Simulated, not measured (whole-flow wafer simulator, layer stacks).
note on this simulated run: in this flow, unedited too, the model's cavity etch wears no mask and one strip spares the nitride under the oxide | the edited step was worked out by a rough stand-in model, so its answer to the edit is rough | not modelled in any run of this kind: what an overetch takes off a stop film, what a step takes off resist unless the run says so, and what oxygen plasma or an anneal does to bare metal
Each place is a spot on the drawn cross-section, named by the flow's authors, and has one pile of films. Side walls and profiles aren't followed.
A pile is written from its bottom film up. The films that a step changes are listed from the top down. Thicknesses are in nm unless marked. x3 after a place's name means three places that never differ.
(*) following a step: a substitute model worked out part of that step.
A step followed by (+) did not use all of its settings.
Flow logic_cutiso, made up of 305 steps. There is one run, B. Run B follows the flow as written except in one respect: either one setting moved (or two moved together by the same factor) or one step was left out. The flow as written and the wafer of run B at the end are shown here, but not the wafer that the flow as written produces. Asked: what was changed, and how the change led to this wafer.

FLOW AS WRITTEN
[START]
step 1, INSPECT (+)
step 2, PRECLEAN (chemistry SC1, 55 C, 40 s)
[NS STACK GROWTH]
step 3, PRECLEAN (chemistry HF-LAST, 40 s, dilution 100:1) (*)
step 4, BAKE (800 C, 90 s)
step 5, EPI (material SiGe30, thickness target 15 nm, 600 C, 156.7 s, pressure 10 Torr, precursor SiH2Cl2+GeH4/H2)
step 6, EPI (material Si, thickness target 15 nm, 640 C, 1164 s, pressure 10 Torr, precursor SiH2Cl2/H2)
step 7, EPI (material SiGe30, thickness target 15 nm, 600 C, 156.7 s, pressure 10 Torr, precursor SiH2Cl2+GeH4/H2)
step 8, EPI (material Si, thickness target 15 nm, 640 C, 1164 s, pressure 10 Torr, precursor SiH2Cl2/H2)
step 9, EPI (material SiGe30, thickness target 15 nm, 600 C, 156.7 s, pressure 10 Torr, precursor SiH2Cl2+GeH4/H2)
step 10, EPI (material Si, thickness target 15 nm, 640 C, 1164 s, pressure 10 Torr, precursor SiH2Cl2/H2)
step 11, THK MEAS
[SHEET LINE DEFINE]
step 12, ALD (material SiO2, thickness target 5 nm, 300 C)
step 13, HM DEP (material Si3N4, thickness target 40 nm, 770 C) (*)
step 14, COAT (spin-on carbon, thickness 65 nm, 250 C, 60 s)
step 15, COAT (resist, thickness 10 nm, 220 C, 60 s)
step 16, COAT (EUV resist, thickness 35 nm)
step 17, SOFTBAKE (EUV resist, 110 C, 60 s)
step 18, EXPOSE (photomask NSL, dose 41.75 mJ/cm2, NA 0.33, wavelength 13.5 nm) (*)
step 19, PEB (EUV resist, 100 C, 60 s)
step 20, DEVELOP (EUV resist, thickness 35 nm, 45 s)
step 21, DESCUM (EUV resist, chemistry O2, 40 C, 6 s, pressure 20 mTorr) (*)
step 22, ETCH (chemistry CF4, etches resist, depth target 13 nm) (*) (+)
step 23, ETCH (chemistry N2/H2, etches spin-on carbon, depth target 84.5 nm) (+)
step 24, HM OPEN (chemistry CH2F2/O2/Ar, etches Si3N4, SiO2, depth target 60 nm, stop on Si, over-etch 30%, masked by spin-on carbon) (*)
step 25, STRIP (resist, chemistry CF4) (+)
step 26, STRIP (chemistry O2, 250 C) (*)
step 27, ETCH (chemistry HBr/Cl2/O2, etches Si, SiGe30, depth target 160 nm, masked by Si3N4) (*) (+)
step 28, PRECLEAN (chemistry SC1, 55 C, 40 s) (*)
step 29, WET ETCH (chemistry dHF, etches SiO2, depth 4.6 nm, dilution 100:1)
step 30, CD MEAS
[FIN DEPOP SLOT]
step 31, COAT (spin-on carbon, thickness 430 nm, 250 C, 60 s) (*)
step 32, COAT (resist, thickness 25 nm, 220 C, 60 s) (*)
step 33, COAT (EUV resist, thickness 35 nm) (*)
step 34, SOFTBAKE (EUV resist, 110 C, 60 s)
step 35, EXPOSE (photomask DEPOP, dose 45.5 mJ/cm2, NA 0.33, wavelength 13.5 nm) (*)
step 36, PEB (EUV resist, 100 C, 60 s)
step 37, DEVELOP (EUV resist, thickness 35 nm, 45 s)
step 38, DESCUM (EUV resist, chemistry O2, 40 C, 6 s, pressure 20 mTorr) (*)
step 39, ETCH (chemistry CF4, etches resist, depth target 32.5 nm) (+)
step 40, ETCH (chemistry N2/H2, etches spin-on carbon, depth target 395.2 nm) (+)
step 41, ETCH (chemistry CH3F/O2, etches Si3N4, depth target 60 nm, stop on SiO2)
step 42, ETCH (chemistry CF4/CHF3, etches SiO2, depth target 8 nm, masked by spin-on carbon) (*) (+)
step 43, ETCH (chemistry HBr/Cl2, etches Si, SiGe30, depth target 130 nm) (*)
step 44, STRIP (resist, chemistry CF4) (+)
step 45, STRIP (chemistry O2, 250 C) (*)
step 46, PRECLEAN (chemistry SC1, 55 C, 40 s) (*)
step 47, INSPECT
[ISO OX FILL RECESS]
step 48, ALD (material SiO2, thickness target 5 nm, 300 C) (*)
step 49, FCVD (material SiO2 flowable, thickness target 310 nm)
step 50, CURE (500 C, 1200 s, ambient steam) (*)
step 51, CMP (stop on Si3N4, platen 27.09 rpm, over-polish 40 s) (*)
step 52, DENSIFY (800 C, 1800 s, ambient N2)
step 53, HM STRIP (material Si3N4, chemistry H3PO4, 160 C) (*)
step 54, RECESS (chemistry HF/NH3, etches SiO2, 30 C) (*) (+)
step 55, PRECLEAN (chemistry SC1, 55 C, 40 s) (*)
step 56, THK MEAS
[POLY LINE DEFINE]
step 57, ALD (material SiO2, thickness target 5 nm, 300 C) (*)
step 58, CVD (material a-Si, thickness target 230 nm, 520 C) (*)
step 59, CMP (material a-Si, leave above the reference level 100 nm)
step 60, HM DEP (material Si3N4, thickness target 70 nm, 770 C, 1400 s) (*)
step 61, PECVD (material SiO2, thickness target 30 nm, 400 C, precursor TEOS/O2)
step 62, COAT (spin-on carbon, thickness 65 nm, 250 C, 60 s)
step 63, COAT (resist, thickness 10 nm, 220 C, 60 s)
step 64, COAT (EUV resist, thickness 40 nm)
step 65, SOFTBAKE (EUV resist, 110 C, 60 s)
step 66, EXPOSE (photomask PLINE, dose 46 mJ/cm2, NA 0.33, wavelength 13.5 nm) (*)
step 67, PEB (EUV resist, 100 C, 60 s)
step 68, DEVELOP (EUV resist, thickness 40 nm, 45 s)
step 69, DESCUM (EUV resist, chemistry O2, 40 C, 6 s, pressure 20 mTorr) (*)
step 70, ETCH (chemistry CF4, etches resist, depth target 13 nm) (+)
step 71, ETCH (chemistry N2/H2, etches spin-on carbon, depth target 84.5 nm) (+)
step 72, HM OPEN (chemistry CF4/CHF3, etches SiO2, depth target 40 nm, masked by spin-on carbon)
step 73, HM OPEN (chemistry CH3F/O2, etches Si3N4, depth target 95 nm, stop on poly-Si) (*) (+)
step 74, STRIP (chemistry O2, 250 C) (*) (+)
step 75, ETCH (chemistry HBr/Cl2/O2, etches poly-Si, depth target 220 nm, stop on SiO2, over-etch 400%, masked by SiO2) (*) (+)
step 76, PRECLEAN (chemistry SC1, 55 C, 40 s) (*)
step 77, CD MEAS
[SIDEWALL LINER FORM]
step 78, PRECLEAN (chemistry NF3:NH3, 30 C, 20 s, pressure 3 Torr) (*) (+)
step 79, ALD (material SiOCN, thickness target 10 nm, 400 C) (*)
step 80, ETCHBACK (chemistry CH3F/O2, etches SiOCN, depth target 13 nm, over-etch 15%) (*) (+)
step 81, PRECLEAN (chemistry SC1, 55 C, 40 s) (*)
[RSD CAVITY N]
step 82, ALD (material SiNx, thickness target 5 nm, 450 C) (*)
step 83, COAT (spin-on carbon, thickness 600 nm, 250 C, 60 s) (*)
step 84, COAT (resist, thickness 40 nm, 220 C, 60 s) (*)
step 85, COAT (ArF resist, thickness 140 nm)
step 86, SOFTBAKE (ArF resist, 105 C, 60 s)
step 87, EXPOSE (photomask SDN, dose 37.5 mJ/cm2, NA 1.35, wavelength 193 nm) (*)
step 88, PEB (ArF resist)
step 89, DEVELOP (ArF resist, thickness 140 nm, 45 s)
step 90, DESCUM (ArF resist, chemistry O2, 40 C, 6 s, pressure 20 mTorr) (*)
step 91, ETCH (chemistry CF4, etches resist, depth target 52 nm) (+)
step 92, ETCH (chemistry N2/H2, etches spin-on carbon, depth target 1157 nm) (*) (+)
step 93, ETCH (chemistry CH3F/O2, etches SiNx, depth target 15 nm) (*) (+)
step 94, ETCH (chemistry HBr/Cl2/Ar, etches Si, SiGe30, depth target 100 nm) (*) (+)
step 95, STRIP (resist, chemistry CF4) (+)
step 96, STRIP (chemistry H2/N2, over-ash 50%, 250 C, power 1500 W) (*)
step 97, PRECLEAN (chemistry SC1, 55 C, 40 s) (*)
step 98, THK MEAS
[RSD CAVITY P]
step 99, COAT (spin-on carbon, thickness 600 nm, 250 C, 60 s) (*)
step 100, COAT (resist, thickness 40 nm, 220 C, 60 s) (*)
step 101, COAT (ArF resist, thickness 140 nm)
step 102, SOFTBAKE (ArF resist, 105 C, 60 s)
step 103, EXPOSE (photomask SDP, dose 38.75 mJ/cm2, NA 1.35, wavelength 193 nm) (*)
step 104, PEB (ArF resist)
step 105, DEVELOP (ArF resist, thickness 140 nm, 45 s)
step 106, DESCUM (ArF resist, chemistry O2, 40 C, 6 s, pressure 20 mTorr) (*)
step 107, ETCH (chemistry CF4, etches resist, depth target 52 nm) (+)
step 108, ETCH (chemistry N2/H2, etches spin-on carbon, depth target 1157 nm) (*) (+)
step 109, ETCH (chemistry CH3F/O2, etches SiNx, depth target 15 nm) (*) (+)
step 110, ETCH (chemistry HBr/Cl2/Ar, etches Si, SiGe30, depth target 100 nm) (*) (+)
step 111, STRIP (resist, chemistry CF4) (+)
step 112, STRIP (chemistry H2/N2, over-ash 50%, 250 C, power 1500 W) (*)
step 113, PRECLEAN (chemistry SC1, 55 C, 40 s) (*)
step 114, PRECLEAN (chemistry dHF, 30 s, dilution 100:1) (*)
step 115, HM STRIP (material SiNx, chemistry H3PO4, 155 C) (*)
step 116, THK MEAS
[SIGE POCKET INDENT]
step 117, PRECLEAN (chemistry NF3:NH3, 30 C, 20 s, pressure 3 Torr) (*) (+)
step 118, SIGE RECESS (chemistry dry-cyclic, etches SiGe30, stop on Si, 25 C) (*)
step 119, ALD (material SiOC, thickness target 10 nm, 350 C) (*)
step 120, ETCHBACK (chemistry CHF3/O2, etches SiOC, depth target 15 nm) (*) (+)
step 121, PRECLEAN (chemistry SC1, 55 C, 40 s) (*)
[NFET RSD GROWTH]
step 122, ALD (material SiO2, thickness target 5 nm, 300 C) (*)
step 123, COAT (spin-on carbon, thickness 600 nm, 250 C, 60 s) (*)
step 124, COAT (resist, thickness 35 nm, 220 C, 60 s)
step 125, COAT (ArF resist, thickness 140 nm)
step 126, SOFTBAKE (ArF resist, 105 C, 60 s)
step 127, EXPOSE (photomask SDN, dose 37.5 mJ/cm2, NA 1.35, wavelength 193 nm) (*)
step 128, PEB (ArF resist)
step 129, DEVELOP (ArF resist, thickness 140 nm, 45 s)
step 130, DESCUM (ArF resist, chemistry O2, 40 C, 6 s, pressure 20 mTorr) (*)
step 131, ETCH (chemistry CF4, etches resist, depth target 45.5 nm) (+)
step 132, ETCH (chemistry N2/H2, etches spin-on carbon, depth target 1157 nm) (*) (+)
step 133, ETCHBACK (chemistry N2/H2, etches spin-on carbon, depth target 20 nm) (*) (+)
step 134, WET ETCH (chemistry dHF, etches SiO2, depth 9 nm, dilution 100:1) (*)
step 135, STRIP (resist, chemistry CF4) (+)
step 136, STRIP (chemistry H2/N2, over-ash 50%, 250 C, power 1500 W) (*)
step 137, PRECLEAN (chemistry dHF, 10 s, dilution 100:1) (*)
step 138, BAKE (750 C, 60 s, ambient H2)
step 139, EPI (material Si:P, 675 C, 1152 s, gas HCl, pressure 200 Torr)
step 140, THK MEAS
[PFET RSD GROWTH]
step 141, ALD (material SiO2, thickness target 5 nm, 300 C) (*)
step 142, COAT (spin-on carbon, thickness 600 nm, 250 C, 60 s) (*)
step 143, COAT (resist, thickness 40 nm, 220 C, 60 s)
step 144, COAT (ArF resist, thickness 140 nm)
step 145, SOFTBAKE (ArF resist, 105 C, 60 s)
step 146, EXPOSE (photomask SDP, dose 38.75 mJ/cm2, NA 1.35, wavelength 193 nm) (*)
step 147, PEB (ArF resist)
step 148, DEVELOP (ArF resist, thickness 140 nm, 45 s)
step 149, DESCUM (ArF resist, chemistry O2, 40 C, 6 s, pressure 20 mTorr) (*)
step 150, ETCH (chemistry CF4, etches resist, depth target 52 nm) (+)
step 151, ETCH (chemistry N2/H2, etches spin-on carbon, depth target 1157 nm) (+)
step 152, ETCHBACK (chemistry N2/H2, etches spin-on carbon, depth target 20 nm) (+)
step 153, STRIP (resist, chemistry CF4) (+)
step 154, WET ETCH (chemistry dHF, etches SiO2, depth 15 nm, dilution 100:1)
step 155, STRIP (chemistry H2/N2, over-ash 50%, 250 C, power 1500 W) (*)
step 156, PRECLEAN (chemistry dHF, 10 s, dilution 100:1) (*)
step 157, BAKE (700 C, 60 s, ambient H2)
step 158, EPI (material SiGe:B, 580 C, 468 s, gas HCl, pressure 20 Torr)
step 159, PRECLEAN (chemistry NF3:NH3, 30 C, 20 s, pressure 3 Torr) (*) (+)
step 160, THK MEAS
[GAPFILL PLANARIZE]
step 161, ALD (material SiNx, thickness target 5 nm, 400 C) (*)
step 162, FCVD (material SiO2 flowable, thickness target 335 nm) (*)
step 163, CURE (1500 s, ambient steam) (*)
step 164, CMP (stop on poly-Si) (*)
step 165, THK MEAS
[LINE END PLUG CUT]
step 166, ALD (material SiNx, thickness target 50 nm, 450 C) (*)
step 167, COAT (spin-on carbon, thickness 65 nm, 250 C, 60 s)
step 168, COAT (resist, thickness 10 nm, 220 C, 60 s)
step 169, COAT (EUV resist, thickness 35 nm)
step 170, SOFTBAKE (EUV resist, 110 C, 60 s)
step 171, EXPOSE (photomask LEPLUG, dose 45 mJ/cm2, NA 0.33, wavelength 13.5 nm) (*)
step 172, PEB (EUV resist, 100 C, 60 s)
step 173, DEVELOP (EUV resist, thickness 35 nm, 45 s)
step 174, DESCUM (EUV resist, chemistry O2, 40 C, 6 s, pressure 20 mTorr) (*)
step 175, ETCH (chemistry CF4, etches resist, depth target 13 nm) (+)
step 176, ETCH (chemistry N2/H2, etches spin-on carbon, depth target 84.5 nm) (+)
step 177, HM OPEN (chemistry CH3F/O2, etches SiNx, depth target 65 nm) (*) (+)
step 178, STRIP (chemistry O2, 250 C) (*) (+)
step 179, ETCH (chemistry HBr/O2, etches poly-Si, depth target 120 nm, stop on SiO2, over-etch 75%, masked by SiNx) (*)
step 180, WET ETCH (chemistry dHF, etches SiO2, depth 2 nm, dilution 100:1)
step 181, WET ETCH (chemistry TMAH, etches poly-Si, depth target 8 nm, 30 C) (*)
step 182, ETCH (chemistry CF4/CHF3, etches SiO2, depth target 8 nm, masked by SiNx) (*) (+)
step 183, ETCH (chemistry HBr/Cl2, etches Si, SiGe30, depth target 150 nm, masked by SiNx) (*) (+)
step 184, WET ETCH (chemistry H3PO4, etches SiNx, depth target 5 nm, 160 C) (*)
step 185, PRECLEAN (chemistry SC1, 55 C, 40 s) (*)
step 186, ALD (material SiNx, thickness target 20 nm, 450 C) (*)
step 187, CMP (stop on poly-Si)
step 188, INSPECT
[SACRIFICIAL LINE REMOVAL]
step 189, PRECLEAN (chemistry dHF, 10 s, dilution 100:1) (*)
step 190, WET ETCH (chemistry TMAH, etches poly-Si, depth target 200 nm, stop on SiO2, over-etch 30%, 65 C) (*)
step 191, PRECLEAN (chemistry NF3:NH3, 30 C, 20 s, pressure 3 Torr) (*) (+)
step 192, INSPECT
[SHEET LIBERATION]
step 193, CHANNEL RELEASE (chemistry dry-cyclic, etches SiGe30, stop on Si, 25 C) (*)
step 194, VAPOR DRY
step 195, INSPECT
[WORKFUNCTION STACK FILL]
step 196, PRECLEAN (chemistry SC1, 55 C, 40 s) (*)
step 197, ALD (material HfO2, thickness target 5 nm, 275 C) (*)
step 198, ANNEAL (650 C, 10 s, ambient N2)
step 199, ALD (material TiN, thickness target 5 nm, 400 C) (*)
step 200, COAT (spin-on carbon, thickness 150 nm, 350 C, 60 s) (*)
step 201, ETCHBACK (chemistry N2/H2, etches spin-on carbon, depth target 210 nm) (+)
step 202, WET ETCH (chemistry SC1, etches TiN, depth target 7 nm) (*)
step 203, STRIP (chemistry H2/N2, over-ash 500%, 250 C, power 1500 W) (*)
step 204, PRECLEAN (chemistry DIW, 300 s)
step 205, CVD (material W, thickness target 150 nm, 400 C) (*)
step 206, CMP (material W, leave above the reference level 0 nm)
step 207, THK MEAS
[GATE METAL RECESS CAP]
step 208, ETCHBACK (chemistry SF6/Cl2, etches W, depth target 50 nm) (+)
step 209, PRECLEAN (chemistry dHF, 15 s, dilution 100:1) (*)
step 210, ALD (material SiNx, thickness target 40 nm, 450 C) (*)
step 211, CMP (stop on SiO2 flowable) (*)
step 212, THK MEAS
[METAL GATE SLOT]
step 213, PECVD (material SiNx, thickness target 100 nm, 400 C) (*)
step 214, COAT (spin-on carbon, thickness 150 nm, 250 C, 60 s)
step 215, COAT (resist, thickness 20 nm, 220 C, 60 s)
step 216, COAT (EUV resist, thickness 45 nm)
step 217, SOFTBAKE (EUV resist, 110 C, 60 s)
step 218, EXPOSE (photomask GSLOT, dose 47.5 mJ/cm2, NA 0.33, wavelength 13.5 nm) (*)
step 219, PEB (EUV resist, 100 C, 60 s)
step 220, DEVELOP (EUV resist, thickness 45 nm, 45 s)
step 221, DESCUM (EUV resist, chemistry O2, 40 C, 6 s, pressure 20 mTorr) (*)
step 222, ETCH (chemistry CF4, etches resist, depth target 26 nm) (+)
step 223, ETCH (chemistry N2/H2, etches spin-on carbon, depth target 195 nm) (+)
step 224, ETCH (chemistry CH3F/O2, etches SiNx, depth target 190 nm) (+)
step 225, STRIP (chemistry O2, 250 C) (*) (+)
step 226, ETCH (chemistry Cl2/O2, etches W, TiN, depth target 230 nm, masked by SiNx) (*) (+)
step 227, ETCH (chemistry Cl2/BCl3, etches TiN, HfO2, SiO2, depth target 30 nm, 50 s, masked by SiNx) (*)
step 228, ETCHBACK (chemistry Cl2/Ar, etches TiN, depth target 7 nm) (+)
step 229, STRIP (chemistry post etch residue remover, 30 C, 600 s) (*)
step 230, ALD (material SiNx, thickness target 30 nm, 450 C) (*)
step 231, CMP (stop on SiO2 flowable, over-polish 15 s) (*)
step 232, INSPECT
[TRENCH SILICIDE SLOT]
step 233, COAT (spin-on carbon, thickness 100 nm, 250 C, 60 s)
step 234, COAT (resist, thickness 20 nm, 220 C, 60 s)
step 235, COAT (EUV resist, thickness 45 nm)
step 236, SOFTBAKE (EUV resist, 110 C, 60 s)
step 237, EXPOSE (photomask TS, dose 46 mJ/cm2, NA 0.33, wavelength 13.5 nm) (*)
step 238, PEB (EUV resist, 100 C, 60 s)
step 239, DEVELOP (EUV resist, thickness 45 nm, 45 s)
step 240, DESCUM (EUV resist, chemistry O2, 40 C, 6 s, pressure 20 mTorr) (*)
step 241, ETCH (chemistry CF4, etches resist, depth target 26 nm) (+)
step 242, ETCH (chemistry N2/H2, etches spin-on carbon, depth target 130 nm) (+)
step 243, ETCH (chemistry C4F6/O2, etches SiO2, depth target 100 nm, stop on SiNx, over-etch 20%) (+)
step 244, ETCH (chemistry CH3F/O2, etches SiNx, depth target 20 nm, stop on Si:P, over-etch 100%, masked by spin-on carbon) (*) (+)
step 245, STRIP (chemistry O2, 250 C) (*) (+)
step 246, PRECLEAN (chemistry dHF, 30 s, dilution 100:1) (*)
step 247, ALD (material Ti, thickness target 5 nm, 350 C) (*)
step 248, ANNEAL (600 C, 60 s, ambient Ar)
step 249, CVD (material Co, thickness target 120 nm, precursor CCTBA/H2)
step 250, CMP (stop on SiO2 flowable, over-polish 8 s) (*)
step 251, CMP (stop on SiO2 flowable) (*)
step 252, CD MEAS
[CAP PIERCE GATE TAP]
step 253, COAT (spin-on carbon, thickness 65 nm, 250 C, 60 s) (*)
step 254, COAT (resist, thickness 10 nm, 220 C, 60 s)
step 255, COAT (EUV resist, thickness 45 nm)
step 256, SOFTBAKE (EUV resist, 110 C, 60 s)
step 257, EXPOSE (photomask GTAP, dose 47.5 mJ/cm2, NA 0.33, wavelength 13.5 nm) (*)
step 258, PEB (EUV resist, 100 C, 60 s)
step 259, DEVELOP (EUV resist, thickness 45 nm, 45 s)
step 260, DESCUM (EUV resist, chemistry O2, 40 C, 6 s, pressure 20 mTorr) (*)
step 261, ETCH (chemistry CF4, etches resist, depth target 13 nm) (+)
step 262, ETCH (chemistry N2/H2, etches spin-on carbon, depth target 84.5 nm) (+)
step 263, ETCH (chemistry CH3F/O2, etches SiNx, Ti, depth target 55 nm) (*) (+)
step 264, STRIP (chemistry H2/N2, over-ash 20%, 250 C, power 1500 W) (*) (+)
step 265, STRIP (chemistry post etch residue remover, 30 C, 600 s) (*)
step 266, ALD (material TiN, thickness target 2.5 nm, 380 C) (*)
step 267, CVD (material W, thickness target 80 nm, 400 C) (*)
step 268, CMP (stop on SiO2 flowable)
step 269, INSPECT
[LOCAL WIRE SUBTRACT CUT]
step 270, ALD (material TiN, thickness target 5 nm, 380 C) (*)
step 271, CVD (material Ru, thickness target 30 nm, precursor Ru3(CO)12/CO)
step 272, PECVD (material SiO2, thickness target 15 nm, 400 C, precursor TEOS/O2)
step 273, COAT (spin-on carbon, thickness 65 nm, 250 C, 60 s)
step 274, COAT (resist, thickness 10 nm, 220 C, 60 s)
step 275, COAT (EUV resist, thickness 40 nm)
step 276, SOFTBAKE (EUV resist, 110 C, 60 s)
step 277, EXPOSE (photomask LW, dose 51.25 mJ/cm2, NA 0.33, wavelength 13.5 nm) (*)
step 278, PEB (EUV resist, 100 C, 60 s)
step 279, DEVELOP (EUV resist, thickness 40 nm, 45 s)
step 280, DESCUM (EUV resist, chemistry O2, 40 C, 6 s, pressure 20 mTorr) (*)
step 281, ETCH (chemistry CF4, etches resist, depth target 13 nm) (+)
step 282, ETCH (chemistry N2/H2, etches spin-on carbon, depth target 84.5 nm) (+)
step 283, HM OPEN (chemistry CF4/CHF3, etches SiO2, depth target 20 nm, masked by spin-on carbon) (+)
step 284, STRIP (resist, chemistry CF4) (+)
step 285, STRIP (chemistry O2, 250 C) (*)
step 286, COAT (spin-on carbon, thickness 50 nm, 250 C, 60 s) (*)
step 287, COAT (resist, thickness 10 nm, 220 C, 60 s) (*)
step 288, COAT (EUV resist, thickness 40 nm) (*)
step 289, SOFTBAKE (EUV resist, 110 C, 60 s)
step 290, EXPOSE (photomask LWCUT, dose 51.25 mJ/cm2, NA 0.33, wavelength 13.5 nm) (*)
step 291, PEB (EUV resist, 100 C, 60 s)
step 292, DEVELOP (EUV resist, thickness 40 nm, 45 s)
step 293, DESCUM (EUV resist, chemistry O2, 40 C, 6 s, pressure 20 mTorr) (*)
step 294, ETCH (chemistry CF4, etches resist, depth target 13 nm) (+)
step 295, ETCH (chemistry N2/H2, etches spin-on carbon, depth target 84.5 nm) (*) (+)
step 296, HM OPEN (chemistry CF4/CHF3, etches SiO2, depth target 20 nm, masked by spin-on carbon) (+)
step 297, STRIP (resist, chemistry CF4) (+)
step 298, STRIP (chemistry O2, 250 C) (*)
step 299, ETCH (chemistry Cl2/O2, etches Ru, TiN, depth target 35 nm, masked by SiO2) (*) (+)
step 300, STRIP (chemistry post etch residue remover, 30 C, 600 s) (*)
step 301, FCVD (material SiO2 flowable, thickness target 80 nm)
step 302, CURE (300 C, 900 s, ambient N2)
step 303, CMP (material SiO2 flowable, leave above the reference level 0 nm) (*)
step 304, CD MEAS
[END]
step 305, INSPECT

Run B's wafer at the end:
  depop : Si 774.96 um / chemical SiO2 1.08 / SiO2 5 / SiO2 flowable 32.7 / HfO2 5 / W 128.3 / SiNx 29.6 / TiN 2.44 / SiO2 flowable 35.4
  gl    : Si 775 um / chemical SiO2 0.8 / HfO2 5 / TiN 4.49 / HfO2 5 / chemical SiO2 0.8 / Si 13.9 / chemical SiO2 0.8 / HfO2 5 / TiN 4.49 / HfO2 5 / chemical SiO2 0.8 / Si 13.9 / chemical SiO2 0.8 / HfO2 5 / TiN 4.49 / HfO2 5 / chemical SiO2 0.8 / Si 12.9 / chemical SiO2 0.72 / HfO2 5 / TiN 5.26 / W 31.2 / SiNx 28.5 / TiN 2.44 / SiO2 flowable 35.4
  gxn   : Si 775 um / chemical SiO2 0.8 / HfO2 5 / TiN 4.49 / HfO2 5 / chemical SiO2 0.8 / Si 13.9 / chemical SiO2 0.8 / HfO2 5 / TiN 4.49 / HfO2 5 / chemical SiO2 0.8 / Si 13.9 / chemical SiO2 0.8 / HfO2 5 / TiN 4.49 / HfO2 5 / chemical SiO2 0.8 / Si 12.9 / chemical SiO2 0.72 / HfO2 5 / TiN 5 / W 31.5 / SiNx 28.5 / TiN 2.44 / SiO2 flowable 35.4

Cause: step 270, ALD: thickness target 7.8 nm was run, while the flow as written has thickness target 5 nm.

The path from the change to this, step by step:
  step 270, ALD (material TiN, thickness target 5 nm, 380 C) (*)
      depop, dpovl, gfld and 19 more: TiN gains 7.8 (new film) (as written it would have been: TiN gains 5 (new film))
  step 299, ETCH (chemistry Cl2/O2, etches Ru, TiN, depth target 35 nm, masked by SiO2) (*) (+)
      depop, dpovl, gfld and 14 more: Ru loses 29.6 (all of it), TiN loses 5.36 (as written it would have been: Ru loses 29.6 (all of it), TiN loses 5 (all of it))
      rsdw: Ru loses 29.6 (all of it), TiN loses 5.35 (as written it would have been: Ru loses 29.6 (all of it), TiN loses 5 (all of it))
  step 301, FCVD (material SiO2 flowable, thickness target 80 nm)
      iso, rsdx: SiO2 flowable gains 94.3 (new film) (as written it would have been: SiO2 flowable gains 94.2)
If metal films that touch count as one body, depop has 2 bodies (between them, from the top down: SiNx 29.6); the flow as written gives 1 body.
If metal films that touch count as one body, gl has 5 bodies (between them, from the top down: SiNx 28.5; HfO2 5 / chemical SiO2 0.72 / Si 12.9 / chemical SiO2 0.8 / HfO2 5; HfO2 5 / chemical SiO2 0.8 / Si 13.9 / chemical SiO2 0.8 / HfO2 5; HfO2 5 / chemical SiO2 0.8 / Si 13.9 / chemical SiO2 0.8 / HfO2 5); the flow as written gives 4 bodies (between them, from the top down: HfO2 5 / chemical SiO2 0.72 / Si 12.9 / chemical SiO2 0.8 / HfO2 5; HfO2 5 / chemical SiO2 0.8 / Si 13.9 / chemical SiO2 0.8 / HfO2 5; HfO2 5 / chemical SiO2 0.8 / Si 13.9 / chemical SiO2 0.8 / HfO2 5).
If metal films that touch count as one body, gxn has 5 bodies (between them, from the top down: SiNx 28.5; HfO2 5 / chemical SiO2 0.72 / Si 12.9 / chemical SiO2 0.8 / HfO2 5; HfO2 5 / chemical SiO2 0.8 / Si 13.9 / chemical SiO2 0.8 / HfO2 5; HfO2 5 / chemical SiO2 0.8 / Si 13.9 / chemical SiO2 0.8 / HfO2 5); the flow as written gives 4 bodies (between them, from the top down: HfO2 5 / chemical SiO2 0.72 / Si 12.9 / chemical SiO2 0.8 / HfO2 5; HfO2 5 / chemical SiO2 0.8 / Si 13.9 / chemical SiO2 0.8 / HfO2 5; HfO2 5 / chemical SiO2 0.8 / Si 13.9 / chemical SiO2 0.8 / HfO2 5).
